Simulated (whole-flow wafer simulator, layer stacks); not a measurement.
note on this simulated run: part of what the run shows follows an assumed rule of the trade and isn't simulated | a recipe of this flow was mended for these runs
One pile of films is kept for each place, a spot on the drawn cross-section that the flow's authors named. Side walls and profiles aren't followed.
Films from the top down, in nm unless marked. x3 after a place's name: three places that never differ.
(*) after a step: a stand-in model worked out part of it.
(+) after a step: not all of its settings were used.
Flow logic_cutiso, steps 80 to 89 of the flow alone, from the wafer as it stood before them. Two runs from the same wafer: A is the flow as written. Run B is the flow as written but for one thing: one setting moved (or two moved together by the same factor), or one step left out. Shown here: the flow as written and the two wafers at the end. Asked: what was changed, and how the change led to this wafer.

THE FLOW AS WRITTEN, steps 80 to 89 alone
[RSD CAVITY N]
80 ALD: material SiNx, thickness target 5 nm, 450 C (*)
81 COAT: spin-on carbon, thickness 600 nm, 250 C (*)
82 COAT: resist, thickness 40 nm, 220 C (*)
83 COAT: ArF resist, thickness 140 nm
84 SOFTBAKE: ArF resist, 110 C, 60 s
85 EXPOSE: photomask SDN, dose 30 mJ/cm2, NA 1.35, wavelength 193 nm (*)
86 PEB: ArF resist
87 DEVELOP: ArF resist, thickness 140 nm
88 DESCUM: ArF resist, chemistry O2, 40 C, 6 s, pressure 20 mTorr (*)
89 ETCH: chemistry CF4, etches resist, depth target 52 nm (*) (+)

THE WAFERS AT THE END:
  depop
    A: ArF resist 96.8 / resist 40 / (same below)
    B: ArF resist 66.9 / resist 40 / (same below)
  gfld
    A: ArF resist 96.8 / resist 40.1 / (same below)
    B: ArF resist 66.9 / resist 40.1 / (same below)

The cause: step 83, COAT: thickness 110 nm was run, where the flow has thickness 140 nm; step 87, DEVELOP: thickness 110 nm was run, where the flow has thickness 140 nm.

How the change led to this, step by step:
  83 COAT: ArF resist, thickness 140 nm
      depop, dpovl x3, gfld and 17 more: A ArF resist +140 (new film) | B ArF resist +110 (new film)
  87 DEVELOP: ArF resist, thickness 140 nm
      gl, gxn, lnr, lnrt, rsdn, rsdx, tap: A ArF resist -139.3 (all of it) | B ArF resist -109.5 (all of it)
